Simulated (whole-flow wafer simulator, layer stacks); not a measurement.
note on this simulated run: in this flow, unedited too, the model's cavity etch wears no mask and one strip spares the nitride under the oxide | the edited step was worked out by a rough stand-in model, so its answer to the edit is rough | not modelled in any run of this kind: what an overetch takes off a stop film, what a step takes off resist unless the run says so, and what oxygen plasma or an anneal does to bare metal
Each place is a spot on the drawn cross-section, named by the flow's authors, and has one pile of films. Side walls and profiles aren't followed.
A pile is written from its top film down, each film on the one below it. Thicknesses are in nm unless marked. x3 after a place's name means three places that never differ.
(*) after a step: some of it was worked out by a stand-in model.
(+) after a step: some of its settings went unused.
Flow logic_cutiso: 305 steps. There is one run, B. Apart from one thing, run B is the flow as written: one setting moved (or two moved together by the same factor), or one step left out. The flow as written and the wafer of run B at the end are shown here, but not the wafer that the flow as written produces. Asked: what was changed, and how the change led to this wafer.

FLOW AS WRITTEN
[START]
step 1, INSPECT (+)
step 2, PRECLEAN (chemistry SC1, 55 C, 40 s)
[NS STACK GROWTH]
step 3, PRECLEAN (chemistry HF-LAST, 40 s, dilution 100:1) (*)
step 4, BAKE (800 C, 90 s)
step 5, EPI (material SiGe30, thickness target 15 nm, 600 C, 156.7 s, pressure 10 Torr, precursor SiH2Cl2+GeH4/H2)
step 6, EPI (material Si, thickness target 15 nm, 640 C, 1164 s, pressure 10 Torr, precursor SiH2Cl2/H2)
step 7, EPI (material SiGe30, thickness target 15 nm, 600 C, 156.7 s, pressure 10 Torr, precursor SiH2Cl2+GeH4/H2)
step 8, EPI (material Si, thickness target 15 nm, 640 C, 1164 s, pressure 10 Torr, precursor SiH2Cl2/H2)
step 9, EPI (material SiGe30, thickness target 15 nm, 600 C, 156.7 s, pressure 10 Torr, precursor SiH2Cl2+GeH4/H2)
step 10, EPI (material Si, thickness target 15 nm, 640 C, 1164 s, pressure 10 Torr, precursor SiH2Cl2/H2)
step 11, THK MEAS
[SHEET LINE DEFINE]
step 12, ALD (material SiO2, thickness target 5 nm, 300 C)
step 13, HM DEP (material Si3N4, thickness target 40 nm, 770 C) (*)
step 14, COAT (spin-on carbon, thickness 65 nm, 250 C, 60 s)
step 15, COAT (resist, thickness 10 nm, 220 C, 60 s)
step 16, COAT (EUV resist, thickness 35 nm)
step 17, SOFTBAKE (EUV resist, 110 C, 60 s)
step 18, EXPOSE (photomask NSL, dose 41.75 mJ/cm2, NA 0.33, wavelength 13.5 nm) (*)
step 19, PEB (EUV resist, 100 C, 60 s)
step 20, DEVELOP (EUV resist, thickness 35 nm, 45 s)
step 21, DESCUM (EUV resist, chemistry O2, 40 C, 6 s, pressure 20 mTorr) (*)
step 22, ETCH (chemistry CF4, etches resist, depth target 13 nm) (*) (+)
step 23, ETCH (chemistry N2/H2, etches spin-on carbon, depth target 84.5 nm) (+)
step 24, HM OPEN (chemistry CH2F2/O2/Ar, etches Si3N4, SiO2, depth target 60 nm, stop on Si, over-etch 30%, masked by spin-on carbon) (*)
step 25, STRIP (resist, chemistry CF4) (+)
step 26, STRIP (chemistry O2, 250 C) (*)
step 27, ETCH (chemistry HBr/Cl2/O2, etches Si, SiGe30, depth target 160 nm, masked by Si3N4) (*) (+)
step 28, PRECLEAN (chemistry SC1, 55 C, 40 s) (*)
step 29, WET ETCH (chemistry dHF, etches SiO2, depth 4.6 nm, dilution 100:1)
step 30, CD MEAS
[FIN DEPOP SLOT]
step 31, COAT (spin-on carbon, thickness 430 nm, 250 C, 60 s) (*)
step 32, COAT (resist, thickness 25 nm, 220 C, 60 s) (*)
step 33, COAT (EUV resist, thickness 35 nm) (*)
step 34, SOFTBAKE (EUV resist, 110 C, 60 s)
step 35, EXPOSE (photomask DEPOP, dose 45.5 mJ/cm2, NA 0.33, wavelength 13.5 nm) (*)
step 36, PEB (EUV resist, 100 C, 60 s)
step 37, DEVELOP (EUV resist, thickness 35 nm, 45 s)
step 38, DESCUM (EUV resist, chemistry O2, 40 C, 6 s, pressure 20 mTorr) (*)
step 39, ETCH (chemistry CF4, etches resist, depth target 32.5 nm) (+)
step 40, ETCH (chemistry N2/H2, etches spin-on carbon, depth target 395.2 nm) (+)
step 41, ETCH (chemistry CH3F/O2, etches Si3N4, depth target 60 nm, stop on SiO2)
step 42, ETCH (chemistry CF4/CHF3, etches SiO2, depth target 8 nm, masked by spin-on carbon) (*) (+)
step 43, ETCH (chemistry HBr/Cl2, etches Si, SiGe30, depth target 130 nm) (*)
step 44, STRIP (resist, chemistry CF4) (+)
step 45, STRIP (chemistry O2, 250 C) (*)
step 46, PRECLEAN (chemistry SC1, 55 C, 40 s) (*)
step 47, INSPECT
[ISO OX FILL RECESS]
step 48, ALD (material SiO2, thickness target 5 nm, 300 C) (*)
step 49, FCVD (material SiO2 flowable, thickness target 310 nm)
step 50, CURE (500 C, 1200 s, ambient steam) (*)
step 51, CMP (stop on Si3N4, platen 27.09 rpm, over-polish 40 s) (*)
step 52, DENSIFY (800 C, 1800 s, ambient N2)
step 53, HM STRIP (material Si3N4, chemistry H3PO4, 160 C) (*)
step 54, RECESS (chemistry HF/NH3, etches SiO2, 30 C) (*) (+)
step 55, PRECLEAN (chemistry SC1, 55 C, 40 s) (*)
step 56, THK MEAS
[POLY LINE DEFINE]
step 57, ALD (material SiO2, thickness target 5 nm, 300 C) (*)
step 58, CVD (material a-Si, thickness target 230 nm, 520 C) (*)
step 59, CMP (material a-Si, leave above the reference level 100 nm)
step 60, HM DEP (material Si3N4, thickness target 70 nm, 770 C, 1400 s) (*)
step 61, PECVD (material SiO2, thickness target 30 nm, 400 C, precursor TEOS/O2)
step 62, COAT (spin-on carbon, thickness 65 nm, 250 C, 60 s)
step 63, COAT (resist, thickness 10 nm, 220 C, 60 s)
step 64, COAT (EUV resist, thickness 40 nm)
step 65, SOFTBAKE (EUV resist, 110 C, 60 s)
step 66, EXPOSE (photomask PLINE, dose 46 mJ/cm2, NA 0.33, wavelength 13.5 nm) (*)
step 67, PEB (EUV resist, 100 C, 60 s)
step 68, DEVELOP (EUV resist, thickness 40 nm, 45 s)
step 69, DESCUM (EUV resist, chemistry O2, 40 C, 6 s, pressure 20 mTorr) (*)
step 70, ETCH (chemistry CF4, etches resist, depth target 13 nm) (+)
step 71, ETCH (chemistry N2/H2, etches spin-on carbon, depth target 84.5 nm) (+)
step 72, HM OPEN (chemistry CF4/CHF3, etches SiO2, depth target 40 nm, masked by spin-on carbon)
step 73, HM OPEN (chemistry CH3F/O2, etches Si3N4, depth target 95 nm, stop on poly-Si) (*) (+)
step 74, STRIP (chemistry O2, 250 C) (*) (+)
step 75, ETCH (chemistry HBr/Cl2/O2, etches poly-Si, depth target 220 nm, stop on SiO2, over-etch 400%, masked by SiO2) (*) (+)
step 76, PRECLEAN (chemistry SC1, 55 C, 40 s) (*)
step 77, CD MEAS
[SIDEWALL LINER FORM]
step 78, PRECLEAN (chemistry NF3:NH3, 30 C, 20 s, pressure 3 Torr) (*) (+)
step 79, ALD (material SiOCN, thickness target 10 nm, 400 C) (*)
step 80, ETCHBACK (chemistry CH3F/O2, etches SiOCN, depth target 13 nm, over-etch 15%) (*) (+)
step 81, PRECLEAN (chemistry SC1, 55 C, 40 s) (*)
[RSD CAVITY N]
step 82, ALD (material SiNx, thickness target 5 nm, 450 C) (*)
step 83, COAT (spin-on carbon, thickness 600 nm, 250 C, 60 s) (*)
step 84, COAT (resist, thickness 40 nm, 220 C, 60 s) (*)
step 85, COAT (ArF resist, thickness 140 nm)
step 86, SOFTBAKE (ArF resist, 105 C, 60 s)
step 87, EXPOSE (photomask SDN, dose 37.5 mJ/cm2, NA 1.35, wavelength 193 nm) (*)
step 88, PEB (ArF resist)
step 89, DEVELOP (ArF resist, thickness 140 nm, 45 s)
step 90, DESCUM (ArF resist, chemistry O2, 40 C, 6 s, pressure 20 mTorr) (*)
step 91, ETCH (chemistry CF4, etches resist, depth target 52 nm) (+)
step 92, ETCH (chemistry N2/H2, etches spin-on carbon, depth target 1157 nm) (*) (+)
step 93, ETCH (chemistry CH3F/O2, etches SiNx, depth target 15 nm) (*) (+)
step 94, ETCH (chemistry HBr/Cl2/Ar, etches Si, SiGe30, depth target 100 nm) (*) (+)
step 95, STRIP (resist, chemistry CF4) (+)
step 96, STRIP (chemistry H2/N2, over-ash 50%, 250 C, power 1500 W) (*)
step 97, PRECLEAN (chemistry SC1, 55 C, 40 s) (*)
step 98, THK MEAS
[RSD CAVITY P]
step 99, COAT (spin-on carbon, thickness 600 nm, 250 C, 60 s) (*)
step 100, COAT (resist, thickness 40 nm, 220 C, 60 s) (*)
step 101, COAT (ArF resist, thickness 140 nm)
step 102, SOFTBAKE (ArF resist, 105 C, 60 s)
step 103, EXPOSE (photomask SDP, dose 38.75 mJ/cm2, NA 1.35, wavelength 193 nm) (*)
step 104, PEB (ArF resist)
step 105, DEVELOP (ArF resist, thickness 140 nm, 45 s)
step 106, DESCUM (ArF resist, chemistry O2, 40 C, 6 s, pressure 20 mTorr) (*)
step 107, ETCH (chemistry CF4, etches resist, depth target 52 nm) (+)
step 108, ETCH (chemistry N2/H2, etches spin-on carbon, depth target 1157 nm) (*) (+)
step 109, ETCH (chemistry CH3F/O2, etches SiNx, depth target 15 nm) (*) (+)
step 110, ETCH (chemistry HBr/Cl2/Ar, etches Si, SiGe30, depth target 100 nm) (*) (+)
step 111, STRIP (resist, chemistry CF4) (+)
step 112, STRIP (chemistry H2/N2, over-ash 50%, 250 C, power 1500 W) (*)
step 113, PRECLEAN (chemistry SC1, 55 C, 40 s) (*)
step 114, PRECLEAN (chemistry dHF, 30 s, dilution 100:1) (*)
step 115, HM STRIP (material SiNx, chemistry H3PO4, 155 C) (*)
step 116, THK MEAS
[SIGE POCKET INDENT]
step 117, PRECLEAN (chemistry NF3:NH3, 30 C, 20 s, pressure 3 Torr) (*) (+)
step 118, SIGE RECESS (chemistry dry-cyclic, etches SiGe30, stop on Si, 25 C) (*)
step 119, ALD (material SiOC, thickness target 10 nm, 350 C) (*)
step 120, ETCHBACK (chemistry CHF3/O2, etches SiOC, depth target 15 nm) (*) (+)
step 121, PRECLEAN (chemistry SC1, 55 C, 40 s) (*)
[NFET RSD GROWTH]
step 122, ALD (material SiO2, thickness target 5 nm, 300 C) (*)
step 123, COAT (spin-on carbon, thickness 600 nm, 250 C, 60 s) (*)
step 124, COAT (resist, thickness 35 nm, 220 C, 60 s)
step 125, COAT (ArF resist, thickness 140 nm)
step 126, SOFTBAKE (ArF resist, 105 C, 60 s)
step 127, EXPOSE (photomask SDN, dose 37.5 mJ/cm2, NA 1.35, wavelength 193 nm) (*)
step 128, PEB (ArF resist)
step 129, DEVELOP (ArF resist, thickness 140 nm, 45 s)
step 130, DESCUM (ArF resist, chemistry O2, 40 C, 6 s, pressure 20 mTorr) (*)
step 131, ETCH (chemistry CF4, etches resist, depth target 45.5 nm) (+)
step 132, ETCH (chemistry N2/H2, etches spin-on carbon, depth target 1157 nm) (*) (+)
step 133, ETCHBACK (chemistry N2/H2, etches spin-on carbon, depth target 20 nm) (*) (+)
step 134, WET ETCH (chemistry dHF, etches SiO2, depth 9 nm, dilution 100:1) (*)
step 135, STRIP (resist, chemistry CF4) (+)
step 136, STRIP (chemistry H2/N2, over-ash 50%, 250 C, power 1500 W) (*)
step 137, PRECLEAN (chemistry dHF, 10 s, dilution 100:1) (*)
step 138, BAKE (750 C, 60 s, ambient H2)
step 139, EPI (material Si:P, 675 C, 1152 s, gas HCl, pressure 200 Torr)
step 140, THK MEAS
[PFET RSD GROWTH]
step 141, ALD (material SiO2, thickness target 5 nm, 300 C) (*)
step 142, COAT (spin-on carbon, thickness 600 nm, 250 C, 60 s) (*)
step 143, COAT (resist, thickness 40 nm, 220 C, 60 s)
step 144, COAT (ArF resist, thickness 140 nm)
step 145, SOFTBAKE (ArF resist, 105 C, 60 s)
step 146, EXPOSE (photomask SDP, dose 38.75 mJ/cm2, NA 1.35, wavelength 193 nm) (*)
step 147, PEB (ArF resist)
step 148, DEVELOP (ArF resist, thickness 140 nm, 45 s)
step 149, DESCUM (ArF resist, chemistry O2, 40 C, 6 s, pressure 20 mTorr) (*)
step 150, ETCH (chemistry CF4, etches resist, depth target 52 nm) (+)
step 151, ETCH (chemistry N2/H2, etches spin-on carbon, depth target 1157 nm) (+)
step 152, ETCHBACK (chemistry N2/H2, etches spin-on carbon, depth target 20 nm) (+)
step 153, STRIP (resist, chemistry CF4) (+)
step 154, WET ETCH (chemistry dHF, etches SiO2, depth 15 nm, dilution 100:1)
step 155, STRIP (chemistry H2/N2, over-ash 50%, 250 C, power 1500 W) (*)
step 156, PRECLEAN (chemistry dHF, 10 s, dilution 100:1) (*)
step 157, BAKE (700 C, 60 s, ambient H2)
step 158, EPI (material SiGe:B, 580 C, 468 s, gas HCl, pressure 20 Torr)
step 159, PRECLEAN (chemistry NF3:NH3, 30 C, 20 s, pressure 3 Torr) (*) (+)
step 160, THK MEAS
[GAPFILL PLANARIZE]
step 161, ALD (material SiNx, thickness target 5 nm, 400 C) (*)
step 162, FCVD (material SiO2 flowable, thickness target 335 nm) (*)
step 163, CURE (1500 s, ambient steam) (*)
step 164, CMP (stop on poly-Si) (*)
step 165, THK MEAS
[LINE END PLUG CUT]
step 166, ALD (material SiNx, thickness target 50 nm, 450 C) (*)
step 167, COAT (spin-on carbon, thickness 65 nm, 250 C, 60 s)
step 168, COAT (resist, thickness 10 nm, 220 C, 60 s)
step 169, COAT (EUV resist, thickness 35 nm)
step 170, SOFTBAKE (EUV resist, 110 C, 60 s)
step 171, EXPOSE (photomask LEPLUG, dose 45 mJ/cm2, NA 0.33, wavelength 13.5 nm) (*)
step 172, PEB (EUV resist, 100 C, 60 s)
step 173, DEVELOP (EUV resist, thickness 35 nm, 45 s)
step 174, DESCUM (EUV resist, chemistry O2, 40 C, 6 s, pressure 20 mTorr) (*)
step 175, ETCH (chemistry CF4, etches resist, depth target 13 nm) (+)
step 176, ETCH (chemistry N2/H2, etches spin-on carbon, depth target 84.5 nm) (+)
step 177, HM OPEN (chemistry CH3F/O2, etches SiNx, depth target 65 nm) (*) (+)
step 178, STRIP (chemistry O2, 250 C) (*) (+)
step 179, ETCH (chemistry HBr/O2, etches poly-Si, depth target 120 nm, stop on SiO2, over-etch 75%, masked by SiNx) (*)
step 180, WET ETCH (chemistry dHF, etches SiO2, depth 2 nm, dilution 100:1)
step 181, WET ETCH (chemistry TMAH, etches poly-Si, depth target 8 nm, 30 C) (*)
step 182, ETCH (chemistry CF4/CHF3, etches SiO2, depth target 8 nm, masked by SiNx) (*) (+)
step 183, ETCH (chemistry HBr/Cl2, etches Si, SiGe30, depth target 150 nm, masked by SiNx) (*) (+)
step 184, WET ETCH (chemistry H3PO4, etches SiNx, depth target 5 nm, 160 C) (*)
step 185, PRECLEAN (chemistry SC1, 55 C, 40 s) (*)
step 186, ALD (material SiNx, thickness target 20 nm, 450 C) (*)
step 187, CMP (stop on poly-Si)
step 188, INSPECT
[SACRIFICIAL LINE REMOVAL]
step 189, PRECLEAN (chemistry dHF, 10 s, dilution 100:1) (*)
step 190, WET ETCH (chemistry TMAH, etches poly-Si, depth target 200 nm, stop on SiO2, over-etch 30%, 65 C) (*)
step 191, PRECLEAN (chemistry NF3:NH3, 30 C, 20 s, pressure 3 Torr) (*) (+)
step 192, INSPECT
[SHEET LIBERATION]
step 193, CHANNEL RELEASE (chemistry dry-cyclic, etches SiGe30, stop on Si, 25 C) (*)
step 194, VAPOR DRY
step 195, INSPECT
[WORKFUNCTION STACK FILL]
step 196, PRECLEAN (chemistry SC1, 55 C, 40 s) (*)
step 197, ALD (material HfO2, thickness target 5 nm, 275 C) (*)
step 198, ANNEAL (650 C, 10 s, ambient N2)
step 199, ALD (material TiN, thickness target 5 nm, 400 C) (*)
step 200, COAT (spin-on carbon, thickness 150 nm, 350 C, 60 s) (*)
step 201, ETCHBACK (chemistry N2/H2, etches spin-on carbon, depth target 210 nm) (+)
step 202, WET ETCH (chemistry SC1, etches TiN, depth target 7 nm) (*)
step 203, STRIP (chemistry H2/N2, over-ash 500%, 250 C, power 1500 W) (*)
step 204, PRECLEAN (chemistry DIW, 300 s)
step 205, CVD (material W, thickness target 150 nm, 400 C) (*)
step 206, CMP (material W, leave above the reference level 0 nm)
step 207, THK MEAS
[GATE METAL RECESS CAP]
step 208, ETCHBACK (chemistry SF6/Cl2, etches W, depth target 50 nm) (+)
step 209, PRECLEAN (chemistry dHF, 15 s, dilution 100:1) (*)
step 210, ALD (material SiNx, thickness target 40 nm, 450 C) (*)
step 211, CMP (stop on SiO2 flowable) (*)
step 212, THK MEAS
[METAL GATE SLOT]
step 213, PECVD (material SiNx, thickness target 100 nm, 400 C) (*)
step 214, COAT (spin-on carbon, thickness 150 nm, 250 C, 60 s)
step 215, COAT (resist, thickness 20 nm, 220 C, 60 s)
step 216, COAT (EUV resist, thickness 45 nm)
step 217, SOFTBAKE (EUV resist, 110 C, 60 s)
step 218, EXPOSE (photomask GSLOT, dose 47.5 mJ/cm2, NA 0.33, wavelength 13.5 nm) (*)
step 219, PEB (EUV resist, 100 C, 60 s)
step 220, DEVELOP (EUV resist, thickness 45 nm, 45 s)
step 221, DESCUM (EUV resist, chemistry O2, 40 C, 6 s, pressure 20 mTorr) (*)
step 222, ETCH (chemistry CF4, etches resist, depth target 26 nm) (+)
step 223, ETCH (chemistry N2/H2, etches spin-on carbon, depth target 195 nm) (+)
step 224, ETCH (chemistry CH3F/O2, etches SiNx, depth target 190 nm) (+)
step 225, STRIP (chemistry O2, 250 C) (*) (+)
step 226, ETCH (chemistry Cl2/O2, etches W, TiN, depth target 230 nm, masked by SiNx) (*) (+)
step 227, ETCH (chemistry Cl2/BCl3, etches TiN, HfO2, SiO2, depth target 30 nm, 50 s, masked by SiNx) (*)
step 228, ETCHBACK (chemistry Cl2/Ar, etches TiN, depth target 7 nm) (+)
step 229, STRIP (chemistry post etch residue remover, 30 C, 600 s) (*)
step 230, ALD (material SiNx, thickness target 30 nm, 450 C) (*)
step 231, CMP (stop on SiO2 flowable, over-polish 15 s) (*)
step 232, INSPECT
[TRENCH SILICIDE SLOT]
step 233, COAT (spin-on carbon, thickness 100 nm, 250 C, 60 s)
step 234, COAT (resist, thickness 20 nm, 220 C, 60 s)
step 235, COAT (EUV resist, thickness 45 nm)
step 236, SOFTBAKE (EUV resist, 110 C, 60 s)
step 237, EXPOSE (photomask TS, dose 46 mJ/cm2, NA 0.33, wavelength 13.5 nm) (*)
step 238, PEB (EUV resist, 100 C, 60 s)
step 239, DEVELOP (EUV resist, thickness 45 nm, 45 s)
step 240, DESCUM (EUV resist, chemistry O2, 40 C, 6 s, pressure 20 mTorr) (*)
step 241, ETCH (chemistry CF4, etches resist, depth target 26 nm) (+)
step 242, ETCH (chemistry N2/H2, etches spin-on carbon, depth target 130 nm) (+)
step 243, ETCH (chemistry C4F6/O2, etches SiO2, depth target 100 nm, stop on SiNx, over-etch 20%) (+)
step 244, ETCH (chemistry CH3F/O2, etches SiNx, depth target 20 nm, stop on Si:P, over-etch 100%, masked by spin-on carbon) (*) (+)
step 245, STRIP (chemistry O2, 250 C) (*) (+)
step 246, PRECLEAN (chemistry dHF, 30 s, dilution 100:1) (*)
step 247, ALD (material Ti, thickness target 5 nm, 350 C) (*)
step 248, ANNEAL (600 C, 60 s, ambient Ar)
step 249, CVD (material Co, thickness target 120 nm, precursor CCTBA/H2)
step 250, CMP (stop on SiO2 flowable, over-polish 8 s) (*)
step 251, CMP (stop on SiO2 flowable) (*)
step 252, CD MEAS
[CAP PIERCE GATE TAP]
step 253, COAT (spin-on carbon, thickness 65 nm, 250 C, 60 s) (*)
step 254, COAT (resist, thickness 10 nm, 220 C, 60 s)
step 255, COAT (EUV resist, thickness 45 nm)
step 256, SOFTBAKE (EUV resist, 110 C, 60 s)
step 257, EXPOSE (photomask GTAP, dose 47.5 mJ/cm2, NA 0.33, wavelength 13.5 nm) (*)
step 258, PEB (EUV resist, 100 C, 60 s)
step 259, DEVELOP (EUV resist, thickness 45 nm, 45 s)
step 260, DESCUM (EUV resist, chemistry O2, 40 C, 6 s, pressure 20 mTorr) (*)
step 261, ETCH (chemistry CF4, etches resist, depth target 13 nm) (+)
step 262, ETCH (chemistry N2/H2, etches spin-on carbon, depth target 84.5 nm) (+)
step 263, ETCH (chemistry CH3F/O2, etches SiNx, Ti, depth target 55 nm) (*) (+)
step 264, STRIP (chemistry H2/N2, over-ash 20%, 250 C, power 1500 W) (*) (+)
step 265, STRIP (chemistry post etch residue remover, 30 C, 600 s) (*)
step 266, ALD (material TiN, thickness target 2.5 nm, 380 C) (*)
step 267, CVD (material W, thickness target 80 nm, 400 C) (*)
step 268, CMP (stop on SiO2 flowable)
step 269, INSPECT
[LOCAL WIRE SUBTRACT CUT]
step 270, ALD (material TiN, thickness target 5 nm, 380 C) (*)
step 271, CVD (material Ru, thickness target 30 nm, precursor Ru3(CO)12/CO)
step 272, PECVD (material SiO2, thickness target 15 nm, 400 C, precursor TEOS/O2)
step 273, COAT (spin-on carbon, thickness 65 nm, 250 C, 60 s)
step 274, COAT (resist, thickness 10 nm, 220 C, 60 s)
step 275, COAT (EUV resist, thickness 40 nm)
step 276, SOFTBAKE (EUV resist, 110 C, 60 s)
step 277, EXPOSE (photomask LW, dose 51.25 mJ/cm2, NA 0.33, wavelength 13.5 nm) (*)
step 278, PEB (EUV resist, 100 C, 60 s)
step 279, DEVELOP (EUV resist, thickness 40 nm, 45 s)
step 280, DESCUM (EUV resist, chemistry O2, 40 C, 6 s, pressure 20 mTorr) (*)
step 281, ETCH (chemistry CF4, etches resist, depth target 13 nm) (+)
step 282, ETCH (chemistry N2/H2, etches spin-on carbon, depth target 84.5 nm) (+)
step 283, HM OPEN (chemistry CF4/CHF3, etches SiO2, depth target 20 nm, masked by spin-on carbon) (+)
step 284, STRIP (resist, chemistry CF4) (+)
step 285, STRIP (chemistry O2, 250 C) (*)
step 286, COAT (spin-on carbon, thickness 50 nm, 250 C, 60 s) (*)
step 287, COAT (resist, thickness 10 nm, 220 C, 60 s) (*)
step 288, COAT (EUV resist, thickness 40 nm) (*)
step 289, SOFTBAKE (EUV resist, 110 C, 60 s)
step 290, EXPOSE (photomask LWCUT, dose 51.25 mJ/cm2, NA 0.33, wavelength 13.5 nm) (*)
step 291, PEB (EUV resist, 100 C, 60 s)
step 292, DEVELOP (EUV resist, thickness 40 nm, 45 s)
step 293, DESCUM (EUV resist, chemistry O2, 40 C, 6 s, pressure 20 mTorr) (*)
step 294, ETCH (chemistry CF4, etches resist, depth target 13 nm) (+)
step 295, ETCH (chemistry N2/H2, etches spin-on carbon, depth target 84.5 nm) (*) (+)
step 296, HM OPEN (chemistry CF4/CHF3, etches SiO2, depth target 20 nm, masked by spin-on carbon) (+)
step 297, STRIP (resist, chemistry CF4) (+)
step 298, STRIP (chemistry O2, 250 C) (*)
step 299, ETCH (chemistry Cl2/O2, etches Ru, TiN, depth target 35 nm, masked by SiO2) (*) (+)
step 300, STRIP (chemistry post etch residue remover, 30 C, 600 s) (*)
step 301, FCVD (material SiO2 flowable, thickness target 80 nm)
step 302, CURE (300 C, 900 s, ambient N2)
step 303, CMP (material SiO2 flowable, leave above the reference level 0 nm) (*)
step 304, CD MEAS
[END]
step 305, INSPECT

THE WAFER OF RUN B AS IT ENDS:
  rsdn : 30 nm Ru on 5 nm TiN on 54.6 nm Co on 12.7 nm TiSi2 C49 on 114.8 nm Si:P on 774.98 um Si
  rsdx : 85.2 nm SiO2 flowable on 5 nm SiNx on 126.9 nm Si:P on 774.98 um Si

The reason: step 94, ETCH: depth target 110 nm was run, whereas the flow has depth target 100 nm.

Step by step, how the change led to this:
  step 94, ETCH (chemistry HBr/Cl2/Ar, etches Si, SiGe30, depth target 100 nm) (*) (+)
      rsdn, rsdx: chemical SiO2 loses 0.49 (all of it), Si loses 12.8 (all of it), SiGe30 loses 15 (all of it), Si loses 15 (all of it), SiGe30 loses 15 (all of it), Si loses 15 (all of it), SiGe30 loses 15 (all of it), Si loses 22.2 (it would be, as written: chemical SiO2 loses 0.49 (all of it), Si loses 12.8 (all of it), SiGe30 loses 15 (all of it), Si loses 15 (all of it), SiGe30 loses 15 (all of it), Si loses 15 (all of it), SiGe30 loses 15 (all of it), Si loses 12.2)
  step 139, EPI (material Si:P, 675 C, 1152 s, gas HCl, pressure 200 Torr)
      rsdn, rsdx: Si:P gains 126.9 (new film) (it would be, as written: Si:P gains 116.9 (new film))
  step 141, ALD (material SiO2, thickness target 5 nm, 300 C) (*)
      gxn: SiO2 gains 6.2 (new film) (it would be, as written: SiO2 gains 10.1 (new film))
  step 159, PRECLEAN (chemistry NF3:NH3, 30 C, 20 s, pressure 3 Torr) (*) (+)
      gxn: SiO2 loses 4.68 (all of it), Si3N4 loses 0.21 (it would be, as written: SiO2 loses 7.5)
  step 164, CMP (stop on poly-Si) (*)
      gxn: SiO2 flowable loses 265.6 (all of it), SiNx loses 5 (all of it), Si3N4 loses 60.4 (all of it) (it would be, as written: SiO2 flowable loses 264.5 (all of it), SiNx loses 5 (all of it), SiO2 loses 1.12 (all of it), Si3N4 loses 60.3 (all of it))
